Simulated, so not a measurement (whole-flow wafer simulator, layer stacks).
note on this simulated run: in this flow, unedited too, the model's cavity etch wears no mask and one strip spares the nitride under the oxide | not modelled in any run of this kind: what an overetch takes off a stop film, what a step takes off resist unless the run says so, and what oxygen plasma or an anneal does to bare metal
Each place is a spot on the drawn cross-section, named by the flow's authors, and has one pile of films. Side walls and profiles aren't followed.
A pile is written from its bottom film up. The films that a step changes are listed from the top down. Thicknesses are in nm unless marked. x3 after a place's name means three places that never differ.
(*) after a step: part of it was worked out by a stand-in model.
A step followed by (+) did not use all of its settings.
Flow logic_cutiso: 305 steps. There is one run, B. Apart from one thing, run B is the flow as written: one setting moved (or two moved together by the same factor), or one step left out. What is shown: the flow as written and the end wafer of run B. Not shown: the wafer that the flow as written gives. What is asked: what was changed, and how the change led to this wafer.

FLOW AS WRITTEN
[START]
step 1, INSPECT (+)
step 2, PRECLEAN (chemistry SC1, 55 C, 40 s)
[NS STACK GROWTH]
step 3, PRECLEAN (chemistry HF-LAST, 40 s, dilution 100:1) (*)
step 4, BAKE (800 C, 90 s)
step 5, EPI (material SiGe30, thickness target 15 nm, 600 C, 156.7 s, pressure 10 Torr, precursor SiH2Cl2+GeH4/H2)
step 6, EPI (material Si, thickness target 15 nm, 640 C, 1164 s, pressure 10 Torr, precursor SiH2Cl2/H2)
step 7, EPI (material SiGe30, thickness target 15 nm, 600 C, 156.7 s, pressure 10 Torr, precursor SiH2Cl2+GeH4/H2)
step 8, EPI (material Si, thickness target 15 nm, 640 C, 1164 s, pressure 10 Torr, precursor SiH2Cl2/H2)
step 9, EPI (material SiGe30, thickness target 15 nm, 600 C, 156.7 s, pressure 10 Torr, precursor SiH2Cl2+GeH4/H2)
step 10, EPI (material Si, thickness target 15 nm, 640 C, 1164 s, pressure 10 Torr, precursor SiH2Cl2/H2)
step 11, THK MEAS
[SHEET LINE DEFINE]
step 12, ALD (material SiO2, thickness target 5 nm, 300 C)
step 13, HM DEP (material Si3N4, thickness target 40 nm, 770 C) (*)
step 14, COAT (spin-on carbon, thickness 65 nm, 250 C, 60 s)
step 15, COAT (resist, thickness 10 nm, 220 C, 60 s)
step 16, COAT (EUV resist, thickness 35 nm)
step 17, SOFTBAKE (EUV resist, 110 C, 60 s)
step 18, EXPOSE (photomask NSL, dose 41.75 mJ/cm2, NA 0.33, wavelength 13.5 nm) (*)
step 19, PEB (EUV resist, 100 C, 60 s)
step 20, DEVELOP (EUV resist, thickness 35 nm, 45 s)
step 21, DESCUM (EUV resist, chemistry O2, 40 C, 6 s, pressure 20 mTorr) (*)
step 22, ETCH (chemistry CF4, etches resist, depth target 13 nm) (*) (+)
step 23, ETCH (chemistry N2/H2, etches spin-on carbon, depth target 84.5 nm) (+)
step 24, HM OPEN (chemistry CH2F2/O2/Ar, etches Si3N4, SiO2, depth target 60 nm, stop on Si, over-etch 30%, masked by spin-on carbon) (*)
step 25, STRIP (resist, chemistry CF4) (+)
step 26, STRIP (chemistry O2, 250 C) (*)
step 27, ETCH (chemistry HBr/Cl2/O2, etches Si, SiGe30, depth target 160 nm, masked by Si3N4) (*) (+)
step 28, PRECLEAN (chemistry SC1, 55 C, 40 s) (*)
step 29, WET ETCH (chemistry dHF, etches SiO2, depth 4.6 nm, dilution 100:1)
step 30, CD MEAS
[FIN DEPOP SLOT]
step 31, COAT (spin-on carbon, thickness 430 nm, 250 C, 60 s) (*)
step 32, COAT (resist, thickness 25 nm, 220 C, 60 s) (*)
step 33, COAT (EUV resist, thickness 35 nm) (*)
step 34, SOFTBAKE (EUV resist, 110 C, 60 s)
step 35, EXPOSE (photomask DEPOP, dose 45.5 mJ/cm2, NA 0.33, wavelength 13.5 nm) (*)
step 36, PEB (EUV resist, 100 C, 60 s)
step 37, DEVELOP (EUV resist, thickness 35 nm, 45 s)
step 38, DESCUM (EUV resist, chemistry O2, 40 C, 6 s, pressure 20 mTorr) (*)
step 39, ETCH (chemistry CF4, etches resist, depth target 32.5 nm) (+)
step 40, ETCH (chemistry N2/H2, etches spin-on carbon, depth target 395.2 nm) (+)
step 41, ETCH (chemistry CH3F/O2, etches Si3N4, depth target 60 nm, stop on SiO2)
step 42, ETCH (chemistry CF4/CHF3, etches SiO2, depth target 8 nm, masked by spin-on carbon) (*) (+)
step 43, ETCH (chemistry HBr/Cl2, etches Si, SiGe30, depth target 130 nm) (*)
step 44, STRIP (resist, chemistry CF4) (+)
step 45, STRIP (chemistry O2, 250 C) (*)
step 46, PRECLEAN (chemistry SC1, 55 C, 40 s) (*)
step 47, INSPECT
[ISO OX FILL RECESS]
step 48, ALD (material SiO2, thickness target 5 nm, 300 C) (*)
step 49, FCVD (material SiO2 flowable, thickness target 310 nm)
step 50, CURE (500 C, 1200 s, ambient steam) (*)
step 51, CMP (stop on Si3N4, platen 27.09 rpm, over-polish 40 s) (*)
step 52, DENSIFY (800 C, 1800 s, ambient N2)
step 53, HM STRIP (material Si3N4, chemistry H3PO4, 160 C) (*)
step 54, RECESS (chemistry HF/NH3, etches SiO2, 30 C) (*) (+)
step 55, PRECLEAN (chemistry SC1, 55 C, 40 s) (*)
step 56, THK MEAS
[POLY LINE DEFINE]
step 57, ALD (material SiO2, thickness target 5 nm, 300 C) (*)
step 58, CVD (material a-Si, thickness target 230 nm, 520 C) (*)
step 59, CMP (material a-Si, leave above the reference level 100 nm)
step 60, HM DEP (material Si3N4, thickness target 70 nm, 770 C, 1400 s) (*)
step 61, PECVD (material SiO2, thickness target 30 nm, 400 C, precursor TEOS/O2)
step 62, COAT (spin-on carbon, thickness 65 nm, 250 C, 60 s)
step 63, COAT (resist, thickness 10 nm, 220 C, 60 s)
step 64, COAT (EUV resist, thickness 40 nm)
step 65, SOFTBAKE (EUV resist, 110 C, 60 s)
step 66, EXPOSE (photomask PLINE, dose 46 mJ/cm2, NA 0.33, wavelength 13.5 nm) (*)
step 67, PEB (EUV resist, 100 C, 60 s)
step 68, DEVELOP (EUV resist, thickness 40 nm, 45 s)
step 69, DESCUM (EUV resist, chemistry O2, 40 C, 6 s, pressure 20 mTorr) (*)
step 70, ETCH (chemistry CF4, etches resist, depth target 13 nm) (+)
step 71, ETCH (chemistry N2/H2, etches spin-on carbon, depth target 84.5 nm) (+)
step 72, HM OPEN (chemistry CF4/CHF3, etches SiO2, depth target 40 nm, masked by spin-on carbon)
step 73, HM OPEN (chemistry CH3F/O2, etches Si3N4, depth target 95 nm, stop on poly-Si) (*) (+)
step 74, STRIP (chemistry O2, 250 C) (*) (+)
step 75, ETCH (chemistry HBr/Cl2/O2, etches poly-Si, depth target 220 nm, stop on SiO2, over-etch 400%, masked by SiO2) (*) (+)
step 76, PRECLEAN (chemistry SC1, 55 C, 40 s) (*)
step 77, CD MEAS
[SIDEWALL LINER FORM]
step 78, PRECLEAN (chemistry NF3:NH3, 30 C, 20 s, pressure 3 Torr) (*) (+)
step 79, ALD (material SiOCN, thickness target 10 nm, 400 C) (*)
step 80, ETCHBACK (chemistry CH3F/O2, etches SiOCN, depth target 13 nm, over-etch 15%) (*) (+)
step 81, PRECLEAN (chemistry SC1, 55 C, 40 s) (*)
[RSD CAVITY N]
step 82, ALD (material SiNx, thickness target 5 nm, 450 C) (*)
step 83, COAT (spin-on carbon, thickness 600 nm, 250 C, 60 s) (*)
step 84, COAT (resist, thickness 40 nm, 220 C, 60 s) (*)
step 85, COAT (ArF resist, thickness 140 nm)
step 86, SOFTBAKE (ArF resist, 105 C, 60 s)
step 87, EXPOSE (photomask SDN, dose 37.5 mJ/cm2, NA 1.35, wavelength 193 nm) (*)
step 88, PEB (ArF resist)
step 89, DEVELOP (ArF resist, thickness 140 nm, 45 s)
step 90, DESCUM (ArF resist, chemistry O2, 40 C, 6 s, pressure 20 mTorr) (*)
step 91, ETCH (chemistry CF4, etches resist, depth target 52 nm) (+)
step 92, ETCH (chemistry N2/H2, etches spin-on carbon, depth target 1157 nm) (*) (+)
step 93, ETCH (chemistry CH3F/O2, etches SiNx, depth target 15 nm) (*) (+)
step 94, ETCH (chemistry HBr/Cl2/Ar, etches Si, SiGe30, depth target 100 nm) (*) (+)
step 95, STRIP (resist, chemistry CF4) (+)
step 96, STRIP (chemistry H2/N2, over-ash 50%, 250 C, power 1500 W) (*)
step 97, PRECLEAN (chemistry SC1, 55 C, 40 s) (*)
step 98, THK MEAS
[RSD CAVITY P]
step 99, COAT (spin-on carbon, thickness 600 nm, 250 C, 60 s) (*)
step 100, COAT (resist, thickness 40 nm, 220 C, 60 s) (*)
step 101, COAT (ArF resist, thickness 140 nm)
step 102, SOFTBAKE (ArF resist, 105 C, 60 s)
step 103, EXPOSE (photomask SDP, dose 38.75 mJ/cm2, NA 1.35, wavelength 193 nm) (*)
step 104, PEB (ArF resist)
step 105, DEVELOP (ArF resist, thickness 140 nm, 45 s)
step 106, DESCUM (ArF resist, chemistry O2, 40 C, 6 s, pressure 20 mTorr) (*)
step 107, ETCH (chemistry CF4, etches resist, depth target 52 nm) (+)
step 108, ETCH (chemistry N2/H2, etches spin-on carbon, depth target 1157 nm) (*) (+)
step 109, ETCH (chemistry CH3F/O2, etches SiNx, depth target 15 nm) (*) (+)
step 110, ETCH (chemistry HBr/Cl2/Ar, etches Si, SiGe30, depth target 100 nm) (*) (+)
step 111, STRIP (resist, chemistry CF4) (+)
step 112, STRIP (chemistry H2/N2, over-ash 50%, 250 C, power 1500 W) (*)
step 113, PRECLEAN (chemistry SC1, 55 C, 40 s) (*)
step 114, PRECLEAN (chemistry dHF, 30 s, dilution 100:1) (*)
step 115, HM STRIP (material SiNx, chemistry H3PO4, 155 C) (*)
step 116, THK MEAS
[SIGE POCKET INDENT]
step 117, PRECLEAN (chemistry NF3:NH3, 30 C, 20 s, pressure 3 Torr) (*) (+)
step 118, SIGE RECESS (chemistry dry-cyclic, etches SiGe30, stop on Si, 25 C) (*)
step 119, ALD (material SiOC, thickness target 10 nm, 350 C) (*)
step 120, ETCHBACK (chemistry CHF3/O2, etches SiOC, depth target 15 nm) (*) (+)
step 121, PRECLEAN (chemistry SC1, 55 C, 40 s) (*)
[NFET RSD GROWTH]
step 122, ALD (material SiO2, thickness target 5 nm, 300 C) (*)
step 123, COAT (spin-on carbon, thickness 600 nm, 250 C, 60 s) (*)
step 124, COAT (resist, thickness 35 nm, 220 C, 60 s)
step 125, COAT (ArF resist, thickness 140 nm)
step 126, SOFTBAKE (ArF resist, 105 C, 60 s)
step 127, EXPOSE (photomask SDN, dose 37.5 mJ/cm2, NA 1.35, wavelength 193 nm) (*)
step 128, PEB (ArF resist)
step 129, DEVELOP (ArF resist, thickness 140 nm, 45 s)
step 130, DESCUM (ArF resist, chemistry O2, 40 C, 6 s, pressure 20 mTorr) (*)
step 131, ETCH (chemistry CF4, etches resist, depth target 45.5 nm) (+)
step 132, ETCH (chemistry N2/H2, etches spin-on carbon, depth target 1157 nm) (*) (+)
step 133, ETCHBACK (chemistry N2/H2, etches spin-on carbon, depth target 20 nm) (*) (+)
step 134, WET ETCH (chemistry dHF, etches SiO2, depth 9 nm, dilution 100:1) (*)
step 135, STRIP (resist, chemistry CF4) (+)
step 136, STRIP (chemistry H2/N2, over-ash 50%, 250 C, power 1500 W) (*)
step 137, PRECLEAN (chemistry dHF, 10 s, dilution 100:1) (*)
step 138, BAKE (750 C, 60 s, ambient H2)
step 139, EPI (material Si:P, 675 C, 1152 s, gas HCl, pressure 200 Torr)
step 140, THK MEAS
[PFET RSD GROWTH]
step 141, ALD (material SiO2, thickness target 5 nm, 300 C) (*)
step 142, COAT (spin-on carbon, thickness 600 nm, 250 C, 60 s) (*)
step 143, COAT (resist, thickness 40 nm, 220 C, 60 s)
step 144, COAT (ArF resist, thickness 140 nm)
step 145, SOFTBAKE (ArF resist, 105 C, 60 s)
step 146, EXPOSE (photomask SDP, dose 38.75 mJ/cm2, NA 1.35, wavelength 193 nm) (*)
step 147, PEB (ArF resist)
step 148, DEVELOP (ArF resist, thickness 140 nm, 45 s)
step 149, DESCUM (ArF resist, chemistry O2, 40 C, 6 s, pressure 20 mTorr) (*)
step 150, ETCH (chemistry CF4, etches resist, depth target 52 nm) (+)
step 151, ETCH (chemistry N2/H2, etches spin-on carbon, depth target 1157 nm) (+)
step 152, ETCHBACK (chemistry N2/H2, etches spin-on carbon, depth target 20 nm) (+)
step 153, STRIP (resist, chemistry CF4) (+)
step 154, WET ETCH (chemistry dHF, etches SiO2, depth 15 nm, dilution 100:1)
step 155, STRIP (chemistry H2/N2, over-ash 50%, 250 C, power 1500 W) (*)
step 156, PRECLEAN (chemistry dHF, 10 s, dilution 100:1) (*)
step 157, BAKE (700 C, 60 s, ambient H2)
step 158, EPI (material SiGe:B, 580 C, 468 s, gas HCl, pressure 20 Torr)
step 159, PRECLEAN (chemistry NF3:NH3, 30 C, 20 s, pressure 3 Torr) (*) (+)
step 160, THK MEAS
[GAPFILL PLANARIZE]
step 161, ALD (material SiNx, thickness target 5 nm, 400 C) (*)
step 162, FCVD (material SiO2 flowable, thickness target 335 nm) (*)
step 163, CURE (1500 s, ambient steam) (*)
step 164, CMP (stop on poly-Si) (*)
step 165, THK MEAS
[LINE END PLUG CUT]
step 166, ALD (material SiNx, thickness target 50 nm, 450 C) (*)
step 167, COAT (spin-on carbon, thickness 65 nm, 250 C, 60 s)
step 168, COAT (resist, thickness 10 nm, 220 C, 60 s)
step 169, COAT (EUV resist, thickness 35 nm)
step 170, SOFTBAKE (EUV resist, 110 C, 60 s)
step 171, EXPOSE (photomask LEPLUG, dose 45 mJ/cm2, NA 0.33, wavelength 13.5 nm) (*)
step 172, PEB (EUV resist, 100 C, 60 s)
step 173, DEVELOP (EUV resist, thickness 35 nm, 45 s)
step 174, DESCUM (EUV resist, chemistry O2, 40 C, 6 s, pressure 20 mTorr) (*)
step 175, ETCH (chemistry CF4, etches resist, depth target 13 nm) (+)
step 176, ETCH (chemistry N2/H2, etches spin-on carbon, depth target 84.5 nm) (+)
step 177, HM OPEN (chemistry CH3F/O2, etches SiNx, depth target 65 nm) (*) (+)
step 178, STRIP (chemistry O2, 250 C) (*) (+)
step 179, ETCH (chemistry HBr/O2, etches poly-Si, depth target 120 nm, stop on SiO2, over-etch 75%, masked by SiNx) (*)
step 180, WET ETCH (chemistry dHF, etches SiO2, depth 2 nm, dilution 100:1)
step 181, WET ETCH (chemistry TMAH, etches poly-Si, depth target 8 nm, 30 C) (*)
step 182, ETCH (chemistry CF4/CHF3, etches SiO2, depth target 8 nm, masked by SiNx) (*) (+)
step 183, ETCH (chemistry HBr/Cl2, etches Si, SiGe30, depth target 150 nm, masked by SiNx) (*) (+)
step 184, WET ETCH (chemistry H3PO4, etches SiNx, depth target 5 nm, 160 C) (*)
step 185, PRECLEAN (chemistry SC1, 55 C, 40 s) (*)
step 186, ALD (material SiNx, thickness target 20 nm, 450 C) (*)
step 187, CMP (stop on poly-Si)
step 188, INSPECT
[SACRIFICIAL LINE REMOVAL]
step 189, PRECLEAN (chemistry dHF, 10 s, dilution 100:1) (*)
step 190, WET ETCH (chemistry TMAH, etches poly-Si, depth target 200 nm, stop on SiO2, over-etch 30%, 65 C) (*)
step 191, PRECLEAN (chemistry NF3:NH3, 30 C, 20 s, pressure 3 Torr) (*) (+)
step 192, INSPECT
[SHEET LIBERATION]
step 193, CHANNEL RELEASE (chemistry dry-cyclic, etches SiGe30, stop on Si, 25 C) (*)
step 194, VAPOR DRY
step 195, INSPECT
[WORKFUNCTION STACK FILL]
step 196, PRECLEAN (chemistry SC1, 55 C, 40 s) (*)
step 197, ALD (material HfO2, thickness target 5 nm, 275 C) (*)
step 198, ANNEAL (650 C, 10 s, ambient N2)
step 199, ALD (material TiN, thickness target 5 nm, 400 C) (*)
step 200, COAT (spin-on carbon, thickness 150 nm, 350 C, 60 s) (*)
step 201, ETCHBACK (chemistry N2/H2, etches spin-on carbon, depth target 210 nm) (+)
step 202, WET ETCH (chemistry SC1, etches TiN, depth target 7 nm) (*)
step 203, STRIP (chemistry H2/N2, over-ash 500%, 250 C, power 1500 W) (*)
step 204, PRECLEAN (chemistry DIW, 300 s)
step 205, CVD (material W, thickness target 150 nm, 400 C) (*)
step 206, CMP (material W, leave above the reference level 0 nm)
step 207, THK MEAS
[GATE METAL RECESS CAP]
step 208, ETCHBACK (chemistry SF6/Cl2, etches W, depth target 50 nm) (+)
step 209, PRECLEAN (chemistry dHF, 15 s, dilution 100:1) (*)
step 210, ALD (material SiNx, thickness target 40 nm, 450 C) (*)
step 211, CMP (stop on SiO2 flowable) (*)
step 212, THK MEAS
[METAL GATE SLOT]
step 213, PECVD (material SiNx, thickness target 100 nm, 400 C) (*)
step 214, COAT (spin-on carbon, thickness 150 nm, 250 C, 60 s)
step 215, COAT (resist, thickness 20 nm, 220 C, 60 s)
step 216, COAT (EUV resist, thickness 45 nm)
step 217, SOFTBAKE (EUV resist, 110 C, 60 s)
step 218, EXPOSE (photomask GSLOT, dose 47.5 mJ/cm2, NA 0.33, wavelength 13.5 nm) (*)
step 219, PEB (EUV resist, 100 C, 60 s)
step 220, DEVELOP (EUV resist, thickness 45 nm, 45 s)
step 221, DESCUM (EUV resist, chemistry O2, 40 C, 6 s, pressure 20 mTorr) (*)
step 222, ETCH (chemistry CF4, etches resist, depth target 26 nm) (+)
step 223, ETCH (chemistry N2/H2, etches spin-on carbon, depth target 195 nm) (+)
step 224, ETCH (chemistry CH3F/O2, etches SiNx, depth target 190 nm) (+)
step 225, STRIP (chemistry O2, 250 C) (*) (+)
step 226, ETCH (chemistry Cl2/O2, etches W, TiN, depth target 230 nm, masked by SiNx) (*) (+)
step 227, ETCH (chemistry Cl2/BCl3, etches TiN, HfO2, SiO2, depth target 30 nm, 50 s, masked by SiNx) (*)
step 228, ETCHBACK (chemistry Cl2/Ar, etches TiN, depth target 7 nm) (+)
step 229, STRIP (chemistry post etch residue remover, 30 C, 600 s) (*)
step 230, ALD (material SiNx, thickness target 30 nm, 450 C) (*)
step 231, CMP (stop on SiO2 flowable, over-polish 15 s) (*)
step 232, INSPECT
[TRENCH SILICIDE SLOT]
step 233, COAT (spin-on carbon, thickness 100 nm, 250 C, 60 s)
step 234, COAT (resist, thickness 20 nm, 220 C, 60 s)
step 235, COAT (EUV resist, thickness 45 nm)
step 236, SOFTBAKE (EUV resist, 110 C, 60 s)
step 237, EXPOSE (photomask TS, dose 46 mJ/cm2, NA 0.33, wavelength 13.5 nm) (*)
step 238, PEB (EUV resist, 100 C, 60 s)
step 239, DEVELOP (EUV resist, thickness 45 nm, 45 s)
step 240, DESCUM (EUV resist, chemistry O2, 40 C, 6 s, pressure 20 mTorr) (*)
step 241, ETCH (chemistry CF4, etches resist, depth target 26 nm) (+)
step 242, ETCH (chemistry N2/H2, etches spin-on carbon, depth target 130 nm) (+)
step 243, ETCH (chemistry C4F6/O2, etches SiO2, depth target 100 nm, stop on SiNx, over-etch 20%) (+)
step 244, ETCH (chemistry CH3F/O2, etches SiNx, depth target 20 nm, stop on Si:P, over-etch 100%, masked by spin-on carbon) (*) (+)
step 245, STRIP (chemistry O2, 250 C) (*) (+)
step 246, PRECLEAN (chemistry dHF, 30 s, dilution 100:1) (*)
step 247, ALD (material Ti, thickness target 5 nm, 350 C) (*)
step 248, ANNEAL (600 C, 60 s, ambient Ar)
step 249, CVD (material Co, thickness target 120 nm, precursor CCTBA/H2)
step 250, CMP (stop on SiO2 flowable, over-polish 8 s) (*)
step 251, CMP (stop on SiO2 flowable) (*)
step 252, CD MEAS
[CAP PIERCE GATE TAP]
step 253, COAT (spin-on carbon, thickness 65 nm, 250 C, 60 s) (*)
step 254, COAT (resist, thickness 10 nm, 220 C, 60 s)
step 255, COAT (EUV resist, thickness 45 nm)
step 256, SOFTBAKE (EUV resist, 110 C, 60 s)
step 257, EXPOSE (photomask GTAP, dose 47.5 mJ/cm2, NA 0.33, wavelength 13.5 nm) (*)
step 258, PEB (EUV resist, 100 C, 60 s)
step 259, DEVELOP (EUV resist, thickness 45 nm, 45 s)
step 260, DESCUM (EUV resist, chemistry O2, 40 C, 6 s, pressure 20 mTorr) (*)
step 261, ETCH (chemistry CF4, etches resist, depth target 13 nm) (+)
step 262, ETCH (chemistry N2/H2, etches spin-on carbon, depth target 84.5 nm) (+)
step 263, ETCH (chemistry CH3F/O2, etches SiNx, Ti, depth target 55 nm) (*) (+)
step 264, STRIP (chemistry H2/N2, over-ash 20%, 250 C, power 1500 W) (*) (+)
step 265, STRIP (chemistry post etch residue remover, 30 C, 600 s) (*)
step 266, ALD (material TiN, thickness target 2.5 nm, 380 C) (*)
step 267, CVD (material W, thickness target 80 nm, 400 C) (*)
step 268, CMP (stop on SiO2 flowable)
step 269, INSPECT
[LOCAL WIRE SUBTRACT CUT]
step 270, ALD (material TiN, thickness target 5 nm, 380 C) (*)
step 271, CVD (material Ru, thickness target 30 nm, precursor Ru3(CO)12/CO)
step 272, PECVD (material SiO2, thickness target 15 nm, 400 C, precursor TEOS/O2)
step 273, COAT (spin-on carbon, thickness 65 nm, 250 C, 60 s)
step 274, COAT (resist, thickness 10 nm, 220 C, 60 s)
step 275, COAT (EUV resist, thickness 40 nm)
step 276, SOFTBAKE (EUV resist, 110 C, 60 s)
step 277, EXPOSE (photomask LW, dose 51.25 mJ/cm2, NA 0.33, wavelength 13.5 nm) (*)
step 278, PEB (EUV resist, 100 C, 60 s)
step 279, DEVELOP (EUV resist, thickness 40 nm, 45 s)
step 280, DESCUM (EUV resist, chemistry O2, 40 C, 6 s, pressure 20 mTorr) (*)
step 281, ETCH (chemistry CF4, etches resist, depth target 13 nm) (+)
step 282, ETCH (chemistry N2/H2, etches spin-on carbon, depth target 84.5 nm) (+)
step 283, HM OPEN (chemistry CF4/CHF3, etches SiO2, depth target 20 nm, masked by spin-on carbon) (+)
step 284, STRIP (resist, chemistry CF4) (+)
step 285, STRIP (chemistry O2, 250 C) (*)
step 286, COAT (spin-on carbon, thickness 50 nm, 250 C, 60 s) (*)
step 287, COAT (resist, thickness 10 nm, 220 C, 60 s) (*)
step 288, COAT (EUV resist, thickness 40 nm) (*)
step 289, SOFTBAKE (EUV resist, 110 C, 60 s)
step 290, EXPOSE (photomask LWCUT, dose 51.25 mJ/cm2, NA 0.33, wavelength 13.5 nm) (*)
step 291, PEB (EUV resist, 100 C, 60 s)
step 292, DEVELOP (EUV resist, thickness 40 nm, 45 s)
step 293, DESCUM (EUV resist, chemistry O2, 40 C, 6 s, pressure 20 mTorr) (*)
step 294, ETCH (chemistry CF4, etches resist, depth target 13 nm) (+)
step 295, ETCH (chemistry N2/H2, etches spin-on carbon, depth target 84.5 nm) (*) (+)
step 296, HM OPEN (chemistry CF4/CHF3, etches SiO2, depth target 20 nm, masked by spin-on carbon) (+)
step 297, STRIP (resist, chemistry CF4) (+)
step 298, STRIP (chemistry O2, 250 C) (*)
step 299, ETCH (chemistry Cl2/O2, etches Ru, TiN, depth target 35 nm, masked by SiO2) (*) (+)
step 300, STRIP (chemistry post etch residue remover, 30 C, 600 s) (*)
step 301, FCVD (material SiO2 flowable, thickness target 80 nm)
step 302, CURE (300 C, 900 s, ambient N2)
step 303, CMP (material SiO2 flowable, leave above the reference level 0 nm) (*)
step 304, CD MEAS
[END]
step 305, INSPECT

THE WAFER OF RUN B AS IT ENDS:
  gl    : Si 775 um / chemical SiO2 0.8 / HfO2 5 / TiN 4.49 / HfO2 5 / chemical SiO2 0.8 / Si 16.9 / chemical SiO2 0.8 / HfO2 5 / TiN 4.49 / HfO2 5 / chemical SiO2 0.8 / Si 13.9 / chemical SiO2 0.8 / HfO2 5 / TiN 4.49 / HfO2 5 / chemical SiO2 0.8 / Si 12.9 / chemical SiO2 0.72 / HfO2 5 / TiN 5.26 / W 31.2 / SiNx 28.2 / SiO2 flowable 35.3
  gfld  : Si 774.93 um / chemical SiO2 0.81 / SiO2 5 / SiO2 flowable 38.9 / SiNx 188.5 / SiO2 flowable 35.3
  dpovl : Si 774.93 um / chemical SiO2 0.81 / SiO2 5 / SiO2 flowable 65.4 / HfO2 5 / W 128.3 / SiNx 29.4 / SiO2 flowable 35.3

The reason: step 6, EPI: 1397 s was run, while the flow as written has 1164 s.

The path from the change to this, step by step:
  step 6, EPI (material Si, thickness target 15 nm, 640 C, 1164 s, pressure 10 Torr, precursor SiH2Cl2/H2)
      depop, dpovl, gfld and 19 more: Si gains 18 (new film) (it would be, as written: Si gains 15 (new film))
  step 27, ETCH (chemistry HBr/Cl2/O2, etches Si, SiGe30, depth target 160 nm, masked by Si3N4) (*) (+)
      gfld, gxf, iso, lnri: chemical SiO2 loses 0.79 (all of it), Si loses 11.4 (all of it), SiGe30 loses 15 (all of it), Si loses 15 (all of it), SiGe30 loses 15 (all of it), Si loses 18 (all of it), SiGe30 loses 15 (all of it), Si loses 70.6 (it would be, as written: chemical SiO2 loses 0.79 (all of it), Si loses 11.4 (all of it), SiGe30 loses 15 (all of it), Si loses 15 (all of it), SiGe30 loses 15 (all of it), Si loses 15 (all of it), SiGe30 loses 15 (all of it), Si loses 73.6)
      dpovl, nsgap: chemical SiO2 loses 0.79 (all of it), Si loses 11.8 (all of it), SiGe30 loses 15 (all of it), Si loses 15 (all of it), SiGe30 loses 15 (all of it), Si loses 18 (all of it), SiGe30 loses 15 (all of it), Si loses 70.2 (it would be, as written: chemical SiO2 loses 0.79 (all of it), Si loses 11.8 (all of it), SiGe30 loses 15 (all of it), Si loses 15 (all of it), SiGe30 loses 15 (all of it), Si loses 15 (all of it), SiGe30 loses 15 (all of it), Si loses 73.2)
      (and at 1 other place as well)
  step 43, ETCH (chemistry HBr/Cl2, etches Si, SiGe30, depth target 130 nm) (*)
      depop: Si loses 14 (all of it), SiGe30 loses 15 (all of it), Si loses 15 (all of it), SiGe30 loses 15 (all of it), Si loses 18 (all of it), SiGe30 loses 15 (all of it), Si loses 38 (it would be, as written: Si loses 14 (all of it), SiGe30 loses 15 (all of it), Si loses 15 (all of it), SiGe30 loses 15 (all of it), Si loses 15 (all of it), SiGe30 loses 15 (all of it), Si loses 41)
  step 94, ETCH (chemistry HBr/Cl2/Ar, etches Si, SiGe30, depth target 100 nm) (*) (+)
      rsdn, rsdx: chemical SiO2 loses 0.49 (all of it), Si loses 12.8 (all of it), SiGe30 loses 15 (all of it), Si loses 15 (all of it), SiGe30 loses 15 (all of it), Si loses 18 (all of it), SiGe30 loses 15 (all of it), Si loses 9.16 (it would be, as written: chemical SiO2 loses 0.49 (all of it), Si loses 12.8 (all of it), SiGe30 loses 15 (all of it), Si loses 15 (all of it), SiGe30 loses 15 (all of it), Si loses 15 (all of it), SiGe30 loses 15 (all of it), Si loses 12.2)
  step 110, ETCH (chemistry HBr/Cl2/Ar, etches Si, SiGe30, depth target 100 nm) (*) (+)
      rsdp, rsdw: chemical SiO2 loses 0.49 (all of it), Si loses 12.8 (all of it), SiGe30 loses 15 (all of it), Si loses 15 (all of it), SiGe30 loses 15 (all of it), Si loses 18 (all of it), SiGe30 loses 15 (all of it), Si loses 9.16 (it would be, as written: chemical SiO2 loses 0.49 (all of it), Si loses 12.8 (all of it), SiGe30 loses 15 (all of it), Si loses 15 (all of it), SiGe30 loses 15 (all of it), Si loses 15 (all of it), SiGe30 loses 15 (all of it), Si loses 12.2)
  step 183, ETCH (chemistry HBr/Cl2, etches Si, SiGe30, depth target 150 nm, masked by SiNx) (*) (+)
      plug: Si loses 13.6 (all of it), SiGe30 loses 15 (all of it), Si loses 15 (all of it), SiGe30 loses 15 (all of it), Si loses 18 (all of it), SiGe30 loses 15 (all of it), Si loses 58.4 (it would be, as written: Si loses 13.6 (all of it), SiGe30 loses 15 (all of it), Si loses 15 (all of it), SiGe30 loses 15 (all of it), Si loses 15 (all of it), SiGe30 loses 15 (all of it), Si loses 61.4)
